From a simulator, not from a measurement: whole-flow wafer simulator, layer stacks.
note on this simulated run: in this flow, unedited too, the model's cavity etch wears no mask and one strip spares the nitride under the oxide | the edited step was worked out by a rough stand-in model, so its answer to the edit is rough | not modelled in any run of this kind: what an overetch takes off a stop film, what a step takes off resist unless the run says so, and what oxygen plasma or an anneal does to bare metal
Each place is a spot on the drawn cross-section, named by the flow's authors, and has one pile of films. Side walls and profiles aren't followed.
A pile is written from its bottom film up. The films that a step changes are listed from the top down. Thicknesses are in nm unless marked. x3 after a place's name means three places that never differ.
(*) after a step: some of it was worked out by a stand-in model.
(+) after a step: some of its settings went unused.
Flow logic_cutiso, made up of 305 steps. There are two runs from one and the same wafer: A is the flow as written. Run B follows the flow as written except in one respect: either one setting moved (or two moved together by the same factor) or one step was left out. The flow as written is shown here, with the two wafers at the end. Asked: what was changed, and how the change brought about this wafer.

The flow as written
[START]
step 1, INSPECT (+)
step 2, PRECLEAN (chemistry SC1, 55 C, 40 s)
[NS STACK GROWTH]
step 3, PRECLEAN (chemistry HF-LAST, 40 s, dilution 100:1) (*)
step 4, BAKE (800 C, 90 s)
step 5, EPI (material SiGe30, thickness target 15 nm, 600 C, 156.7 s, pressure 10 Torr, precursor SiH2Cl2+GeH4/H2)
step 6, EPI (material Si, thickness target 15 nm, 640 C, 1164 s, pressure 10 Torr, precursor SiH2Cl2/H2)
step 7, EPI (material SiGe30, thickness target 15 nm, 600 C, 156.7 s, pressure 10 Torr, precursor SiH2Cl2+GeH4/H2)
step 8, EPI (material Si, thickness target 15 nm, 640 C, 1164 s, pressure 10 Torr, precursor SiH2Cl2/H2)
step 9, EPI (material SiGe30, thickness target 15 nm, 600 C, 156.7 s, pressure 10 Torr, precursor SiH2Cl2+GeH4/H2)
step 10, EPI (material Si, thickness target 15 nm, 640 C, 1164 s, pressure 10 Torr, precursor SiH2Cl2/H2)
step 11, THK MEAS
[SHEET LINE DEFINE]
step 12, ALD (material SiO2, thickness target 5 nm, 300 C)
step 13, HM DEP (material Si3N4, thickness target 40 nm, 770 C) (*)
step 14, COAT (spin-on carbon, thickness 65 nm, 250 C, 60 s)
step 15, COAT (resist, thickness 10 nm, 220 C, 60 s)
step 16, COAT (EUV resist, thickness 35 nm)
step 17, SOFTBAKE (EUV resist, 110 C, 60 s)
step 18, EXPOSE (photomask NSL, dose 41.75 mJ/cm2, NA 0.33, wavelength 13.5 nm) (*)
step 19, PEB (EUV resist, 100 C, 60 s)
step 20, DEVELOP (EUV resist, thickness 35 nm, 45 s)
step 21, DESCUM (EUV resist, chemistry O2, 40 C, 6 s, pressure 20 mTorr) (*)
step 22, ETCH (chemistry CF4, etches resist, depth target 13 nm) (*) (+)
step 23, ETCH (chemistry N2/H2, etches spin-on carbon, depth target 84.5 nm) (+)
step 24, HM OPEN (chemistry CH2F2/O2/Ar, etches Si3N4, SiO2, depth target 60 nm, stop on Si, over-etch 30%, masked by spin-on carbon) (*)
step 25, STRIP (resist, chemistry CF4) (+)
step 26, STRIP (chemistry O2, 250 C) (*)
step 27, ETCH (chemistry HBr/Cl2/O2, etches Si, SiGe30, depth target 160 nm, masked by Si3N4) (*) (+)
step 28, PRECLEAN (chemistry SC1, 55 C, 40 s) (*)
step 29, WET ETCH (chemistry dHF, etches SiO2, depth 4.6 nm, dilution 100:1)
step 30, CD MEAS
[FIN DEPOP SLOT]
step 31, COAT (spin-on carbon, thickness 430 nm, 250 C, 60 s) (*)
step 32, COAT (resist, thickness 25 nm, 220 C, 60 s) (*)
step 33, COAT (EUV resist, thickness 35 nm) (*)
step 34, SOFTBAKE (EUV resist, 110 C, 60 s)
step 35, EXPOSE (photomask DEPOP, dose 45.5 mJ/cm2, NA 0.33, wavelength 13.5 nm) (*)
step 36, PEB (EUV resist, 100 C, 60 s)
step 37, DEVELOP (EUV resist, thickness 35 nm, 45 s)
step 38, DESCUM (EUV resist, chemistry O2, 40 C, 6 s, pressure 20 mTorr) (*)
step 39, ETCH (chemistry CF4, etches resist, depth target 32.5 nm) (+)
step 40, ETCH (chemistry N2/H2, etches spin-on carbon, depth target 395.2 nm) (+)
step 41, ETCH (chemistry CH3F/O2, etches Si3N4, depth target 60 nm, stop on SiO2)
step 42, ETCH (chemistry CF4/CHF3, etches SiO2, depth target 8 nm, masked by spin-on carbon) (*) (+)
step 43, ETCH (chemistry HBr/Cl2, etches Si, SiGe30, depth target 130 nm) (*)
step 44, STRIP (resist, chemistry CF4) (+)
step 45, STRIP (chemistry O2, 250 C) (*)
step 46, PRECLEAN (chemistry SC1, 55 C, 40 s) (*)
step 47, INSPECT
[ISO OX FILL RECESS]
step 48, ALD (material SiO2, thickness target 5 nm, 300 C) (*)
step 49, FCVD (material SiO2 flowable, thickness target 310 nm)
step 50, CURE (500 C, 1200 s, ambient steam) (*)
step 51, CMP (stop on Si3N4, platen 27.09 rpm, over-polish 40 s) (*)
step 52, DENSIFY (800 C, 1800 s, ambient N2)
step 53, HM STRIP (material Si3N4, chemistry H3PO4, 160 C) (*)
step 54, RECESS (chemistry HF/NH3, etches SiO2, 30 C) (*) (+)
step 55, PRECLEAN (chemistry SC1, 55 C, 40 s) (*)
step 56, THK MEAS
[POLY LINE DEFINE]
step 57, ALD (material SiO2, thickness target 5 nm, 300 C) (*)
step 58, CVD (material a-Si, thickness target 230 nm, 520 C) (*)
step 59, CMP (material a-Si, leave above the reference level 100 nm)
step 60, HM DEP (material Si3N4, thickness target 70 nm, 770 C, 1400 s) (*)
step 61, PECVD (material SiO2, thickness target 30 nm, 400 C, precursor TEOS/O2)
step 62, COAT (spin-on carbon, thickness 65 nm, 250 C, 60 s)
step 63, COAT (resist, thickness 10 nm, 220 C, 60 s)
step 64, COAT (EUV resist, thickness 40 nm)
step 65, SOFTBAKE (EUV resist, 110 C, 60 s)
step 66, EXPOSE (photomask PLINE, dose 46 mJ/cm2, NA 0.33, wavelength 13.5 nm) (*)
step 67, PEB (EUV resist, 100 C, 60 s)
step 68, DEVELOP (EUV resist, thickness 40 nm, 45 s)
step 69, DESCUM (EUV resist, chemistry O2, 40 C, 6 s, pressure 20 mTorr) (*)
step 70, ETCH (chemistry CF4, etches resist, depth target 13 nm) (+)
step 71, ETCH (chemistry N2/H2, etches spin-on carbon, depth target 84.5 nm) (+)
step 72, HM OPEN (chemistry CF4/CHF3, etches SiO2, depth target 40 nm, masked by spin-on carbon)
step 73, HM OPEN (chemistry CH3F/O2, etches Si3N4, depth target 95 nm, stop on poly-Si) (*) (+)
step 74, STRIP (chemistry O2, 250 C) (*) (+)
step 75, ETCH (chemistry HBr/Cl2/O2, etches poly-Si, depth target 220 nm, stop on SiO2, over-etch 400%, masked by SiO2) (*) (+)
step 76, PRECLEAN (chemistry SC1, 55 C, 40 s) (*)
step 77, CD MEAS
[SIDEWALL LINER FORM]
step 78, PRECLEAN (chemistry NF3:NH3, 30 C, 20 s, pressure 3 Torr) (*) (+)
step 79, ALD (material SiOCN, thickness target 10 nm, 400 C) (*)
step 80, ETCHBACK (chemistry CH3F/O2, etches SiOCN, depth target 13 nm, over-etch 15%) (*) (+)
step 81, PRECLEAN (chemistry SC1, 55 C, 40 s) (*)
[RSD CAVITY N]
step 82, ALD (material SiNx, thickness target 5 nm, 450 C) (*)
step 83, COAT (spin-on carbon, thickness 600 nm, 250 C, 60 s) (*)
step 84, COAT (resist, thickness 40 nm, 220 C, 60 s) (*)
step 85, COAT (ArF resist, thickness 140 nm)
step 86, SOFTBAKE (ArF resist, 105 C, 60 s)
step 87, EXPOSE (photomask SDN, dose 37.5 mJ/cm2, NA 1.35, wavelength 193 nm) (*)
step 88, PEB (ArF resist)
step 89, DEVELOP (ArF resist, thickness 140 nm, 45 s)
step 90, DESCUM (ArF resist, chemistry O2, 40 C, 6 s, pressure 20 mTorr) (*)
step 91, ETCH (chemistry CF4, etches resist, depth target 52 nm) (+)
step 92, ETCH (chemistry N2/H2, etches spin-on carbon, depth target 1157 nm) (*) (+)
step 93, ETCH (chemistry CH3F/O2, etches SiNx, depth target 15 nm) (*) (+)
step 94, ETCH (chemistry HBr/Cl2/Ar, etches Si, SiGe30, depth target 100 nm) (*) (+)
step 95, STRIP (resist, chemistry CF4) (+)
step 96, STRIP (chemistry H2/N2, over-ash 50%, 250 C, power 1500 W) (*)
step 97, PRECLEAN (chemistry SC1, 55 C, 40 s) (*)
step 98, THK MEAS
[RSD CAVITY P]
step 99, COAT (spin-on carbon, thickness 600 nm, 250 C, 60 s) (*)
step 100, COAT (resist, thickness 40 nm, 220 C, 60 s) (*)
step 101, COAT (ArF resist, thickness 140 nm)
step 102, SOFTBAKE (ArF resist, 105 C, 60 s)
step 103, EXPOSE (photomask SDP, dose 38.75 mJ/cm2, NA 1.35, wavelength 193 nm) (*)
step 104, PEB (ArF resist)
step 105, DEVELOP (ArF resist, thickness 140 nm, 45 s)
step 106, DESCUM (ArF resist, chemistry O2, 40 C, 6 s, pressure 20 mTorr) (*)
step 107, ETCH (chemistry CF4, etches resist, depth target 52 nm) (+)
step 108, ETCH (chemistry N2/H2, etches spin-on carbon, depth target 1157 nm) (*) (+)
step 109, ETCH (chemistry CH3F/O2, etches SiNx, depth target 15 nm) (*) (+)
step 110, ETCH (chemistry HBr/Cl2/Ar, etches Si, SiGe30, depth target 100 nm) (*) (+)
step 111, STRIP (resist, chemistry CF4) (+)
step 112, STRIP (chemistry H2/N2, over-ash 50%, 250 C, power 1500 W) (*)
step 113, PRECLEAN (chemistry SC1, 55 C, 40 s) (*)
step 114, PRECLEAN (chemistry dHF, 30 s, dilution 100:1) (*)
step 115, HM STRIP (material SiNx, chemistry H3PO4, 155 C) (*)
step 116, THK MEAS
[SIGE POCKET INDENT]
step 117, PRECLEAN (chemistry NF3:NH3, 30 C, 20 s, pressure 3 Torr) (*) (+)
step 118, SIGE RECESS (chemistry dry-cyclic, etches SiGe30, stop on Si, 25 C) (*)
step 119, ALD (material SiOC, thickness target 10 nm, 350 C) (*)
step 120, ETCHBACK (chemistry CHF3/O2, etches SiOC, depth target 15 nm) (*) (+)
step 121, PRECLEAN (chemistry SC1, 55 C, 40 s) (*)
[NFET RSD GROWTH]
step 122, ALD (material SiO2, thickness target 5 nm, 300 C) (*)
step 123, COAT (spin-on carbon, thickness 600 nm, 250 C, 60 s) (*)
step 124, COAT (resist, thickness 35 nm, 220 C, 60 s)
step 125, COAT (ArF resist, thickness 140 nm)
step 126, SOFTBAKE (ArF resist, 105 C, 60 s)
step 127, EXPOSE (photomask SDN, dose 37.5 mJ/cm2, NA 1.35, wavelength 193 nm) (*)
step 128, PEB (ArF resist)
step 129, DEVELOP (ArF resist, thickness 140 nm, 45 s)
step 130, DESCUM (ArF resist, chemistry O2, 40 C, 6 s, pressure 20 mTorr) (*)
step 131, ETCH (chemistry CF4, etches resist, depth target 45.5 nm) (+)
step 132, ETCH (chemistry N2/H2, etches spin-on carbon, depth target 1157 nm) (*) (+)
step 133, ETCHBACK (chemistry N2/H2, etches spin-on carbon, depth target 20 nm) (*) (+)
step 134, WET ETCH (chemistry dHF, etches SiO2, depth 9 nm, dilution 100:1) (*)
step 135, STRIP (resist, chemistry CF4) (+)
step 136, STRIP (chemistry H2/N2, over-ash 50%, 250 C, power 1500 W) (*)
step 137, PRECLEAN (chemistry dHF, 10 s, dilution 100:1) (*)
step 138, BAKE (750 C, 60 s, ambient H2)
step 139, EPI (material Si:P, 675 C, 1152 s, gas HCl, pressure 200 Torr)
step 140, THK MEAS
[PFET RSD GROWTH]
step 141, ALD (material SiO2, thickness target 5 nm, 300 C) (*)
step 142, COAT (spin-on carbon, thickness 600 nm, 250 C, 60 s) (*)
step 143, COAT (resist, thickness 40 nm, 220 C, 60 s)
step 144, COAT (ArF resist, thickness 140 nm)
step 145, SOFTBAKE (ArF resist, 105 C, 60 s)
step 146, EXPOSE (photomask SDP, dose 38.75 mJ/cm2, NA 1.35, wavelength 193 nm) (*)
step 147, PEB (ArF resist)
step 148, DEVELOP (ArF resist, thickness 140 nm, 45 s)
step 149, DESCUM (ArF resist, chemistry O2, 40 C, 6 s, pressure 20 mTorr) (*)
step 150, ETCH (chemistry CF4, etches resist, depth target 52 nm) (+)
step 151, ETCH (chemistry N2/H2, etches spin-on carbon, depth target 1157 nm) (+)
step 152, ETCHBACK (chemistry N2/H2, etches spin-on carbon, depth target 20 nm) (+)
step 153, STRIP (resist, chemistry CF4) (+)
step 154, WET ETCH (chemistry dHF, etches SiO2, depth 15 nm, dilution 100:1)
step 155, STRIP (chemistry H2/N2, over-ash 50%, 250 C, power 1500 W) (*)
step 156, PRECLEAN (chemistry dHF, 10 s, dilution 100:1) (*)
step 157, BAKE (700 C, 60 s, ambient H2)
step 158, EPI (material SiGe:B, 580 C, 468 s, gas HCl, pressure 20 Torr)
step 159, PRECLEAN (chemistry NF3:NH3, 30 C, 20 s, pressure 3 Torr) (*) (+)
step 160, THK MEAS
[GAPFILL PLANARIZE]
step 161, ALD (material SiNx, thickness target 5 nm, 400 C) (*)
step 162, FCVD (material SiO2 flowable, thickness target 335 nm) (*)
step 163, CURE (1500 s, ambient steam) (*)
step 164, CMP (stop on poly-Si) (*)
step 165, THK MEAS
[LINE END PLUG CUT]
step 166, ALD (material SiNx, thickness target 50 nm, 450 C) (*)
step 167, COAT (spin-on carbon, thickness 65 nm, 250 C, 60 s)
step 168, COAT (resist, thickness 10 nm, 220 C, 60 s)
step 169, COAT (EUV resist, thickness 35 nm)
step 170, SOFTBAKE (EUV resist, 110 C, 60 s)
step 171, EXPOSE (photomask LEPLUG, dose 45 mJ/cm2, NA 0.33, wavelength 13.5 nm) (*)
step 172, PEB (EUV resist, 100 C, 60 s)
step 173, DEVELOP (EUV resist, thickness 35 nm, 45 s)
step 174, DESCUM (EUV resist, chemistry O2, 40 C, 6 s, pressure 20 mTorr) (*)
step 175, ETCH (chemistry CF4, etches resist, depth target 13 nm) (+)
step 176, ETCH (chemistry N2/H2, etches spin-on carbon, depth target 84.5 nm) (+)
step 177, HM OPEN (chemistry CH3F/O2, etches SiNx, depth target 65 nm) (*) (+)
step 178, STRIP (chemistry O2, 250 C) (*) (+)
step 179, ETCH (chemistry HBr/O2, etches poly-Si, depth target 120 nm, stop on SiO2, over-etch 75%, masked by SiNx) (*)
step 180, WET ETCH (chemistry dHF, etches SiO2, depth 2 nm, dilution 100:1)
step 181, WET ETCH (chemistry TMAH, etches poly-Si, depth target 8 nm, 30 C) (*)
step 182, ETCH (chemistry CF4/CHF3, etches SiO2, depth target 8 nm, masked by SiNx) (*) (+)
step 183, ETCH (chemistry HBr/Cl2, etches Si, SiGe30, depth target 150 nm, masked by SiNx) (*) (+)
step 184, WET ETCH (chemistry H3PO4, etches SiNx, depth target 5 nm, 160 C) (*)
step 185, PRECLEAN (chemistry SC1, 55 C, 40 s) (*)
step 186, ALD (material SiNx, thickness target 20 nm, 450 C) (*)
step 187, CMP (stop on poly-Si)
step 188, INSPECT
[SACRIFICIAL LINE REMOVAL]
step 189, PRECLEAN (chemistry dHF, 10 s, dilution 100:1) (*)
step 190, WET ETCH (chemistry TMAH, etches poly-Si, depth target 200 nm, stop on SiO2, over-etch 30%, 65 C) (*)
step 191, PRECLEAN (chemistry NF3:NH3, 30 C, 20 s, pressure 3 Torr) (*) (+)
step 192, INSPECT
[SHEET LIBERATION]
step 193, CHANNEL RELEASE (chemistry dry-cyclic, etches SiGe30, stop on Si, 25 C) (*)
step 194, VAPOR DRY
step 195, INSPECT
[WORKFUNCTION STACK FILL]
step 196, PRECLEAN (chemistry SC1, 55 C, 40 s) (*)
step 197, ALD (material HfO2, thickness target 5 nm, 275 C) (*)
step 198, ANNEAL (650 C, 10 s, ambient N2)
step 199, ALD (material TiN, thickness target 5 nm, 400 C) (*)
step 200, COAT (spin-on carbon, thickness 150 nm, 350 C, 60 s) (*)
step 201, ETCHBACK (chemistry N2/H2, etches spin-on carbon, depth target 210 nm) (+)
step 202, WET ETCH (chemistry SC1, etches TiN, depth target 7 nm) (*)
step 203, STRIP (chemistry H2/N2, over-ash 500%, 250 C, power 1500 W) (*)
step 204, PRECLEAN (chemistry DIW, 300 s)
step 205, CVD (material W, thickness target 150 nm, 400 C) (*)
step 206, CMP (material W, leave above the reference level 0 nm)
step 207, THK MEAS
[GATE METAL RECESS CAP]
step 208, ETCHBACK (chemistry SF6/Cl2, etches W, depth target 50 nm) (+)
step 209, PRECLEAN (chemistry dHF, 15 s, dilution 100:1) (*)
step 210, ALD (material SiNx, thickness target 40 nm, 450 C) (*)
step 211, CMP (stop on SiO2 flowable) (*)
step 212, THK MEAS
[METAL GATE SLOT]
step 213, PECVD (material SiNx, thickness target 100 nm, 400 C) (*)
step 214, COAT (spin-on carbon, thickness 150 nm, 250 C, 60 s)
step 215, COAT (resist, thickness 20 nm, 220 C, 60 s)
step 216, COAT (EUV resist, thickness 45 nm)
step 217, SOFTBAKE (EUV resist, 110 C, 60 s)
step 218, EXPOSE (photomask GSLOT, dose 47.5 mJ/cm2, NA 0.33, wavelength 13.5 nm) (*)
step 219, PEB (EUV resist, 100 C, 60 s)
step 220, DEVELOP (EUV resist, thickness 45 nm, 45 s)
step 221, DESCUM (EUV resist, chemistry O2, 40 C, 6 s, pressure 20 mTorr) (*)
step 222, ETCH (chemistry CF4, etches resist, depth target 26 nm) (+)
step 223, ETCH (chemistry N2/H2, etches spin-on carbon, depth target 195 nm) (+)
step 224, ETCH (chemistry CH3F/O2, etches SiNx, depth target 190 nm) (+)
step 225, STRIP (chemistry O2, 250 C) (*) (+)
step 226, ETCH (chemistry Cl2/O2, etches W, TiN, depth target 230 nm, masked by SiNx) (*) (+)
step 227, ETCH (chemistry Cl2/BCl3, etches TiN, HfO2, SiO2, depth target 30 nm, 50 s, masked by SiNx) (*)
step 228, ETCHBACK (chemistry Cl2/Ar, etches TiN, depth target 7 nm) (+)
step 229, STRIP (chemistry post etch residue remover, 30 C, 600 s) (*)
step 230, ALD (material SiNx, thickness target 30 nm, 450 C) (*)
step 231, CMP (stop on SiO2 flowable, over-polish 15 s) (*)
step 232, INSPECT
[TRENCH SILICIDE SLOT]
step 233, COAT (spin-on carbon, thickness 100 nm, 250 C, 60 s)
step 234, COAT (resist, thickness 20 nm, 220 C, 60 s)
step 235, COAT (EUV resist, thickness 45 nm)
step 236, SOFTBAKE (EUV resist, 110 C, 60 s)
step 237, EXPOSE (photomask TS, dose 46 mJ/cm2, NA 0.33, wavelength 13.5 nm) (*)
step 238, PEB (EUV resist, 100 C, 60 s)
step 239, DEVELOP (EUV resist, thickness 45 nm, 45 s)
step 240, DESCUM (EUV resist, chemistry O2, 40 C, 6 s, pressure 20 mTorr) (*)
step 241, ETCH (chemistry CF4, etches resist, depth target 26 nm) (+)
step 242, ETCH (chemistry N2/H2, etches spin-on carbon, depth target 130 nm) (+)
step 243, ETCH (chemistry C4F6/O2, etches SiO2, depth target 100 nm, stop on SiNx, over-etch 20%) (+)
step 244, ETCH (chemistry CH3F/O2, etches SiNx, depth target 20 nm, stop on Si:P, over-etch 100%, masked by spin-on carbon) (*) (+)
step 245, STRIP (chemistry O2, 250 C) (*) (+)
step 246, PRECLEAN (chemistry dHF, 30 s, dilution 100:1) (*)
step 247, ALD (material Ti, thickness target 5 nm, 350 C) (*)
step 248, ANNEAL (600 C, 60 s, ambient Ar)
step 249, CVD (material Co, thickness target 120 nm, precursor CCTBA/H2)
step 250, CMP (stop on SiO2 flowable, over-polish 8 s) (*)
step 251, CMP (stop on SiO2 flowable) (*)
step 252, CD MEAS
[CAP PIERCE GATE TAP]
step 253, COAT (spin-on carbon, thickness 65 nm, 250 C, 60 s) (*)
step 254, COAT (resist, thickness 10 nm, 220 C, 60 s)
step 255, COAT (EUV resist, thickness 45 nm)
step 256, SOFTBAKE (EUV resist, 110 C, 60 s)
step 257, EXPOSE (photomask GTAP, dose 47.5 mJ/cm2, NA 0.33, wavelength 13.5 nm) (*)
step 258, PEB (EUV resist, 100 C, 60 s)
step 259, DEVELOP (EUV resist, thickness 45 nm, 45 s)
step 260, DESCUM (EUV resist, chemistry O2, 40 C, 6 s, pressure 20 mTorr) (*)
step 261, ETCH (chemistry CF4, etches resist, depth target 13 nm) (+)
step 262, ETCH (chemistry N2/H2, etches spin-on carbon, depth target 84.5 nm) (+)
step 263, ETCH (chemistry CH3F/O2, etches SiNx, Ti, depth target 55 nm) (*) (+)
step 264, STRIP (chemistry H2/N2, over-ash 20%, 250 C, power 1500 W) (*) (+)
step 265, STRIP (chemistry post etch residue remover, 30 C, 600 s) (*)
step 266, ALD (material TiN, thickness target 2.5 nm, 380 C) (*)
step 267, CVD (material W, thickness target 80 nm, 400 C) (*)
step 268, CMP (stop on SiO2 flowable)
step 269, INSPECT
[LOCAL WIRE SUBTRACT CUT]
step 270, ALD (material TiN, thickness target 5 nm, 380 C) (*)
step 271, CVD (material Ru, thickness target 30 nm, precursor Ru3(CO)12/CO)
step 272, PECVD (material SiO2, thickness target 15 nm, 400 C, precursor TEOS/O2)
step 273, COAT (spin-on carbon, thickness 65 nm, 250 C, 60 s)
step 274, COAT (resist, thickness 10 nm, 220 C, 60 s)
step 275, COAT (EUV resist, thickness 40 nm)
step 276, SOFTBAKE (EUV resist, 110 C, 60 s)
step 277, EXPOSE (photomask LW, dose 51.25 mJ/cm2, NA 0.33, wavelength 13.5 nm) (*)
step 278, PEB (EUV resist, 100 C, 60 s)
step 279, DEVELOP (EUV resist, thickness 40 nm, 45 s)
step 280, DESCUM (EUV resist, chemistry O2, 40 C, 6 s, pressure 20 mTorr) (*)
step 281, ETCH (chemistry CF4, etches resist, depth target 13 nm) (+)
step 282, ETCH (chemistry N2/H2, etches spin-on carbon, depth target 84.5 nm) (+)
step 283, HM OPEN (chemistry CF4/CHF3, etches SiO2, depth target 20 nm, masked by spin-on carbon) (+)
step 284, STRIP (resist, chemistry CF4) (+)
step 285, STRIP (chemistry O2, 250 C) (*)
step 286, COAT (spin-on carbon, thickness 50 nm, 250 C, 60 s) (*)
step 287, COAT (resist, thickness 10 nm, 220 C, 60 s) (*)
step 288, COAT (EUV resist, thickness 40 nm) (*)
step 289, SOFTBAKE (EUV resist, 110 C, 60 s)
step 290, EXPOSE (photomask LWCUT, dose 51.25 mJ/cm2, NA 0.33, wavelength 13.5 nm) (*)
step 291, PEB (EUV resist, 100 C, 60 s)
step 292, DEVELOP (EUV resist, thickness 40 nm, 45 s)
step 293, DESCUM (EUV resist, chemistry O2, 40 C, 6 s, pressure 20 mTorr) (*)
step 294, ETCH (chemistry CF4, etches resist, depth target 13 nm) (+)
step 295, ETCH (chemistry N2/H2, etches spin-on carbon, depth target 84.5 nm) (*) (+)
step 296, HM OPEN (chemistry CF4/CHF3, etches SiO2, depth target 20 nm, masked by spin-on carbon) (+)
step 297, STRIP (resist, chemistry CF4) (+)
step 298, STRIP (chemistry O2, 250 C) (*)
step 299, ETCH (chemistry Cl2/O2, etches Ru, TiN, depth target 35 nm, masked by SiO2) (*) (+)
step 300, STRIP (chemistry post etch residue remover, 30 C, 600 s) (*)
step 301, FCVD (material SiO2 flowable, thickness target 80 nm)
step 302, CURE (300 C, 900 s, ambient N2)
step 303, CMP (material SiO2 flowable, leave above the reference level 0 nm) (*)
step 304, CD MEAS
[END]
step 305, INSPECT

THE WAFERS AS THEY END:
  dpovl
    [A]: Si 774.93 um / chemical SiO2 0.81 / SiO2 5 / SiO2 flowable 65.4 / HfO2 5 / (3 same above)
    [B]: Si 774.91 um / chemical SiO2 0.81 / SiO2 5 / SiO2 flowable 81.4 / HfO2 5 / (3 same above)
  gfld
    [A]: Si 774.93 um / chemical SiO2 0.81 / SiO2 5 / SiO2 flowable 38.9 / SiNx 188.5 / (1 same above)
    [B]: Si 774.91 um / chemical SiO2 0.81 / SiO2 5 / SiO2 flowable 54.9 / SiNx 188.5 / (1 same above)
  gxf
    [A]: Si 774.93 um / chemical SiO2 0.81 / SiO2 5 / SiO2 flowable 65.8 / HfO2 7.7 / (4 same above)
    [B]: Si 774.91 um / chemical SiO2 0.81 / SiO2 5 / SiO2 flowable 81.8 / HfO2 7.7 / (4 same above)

Cause: step 27, ETCH: depth target 176 nm was run, though the flow has depth target 160 nm.

The path from the change to this, step by step:
  step 27, ETCH (chemistry HBr/Cl2/O2, etches Si, SiGe30, depth target 160 nm, masked by Si3N4) (*) (+)
      depop, gl, glp and 12 more: A -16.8 Si3N4 | B -18.3 Si3N4
      gfld, gxf, iso, lnri: A -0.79 chemical SiO2 (all of it), -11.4 Si (all of it), -15 SiGe30 (all of it), -15 Si (all of it), -15 SiGe30 (all of it), -15 Si (all of it), -15 SiGe30 (all of it), -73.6 Si | B -0.79 chemical SiO2 (all of it), -11.4 Si (all of it), -15 SiGe30 (all of it), -15 Si (all of it), -15 SiGe30 (all of it), -15 Si (all of it), -15 SiGe30 (all of it), -89.6 Si
      (as well as at 3 more places)
  step 31, COAT (spin-on carbon, thickness 430 nm, 250 C, 60 s) (*)
      depop, ns: A +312 spin-on carbon (new film) | B +303 spin-on carbon (new film)
  step 40, ETCH (chemistry N2/H2, etches spin-on carbon, depth target 395.2 nm) (+)
      depop: A -308.2 spin-on carbon (all of it), -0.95 Si3N4 | B -299.3 spin-on carbon (all of it), -1.04 Si3N4
  step 41, ETCH (chemistry CH3F/O2, etches Si3N4, depth target 60 nm, stop on SiO2)
      depop: A -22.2 Si3N4 (all of it), -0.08 SiO2 | B -20.7 Si3N4 (all of it), -0.08 SiO2
      dpovl: A -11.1 spin-on carbon | B -10.3 spin-on carbon
  step 42, ETCH (chemistry CF4/CHF3, etches SiO2, depth target 8 nm, masked by spin-on carbon) (*) (+)
      gxf: A -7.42 resist (all of it) | B -7.38 resist
      gxn: A -7.31 resist (all of it) | B -7.38 resist
      (as well as at 2 more places)
  step 43, ETCH (chemistry HBr/Cl2, etches Si, SiGe30, depth target 130 nm) (*)
      iso: A -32 spin-on carbon | B -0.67 resist (all of it), -31.1 spin-on carbon
  step 45, STRIP (chemistry O2, 250 C) (*)
      gfld, lnri: A +0.82 chemical SiO2 (new film), -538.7 spin-on carbon (all of it), -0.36 Si | B +0.82 chemical SiO2 (new film), -549.9 spin-on carbon (all of it), -0.36 Si
      dpovl: A +0.82 chemical SiO2 (new film), -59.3 spin-on carbon (all of it), -0.36 Si | B +0.82 chemical SiO2 (new film), -65.6 spin-on carbon (all of it), -0.36 Si
      (as well as at 3 more places)
  step 49, FCVD (material SiO2 flowable, thickness target 310 nm)
      gfld, gxf, iso, lnri: A +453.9 SiO2 flowable (new film) | B +464.8 SiO2 flowable (new film)
      depop: A +359.9 SiO2 flowable (new film) | B +351.6 SiO2 flowable (new film)
      (as well as at 1 more place)
  step 51, CMP (stop on Si3N4, platen 27.09 rpm, over-polish 40 s) (*)
      dpovl, isow: A -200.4 SiO2 flowable | B -193.7 SiO2 flowable
      depop: A -200.5 SiO2 flowable | B -193.8 SiO2 flowable
      (as well as at 2 more places)
  step 53, HM STRIP (material Si3N4, chemistry H3PO4, 160 C) (*)
      gl, glp, gxn and 11 more: A -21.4 Si3N4 (all of it), -0.36 SiO2 | B -19.9 Si3N4 (all of it), -0.34 SiO2
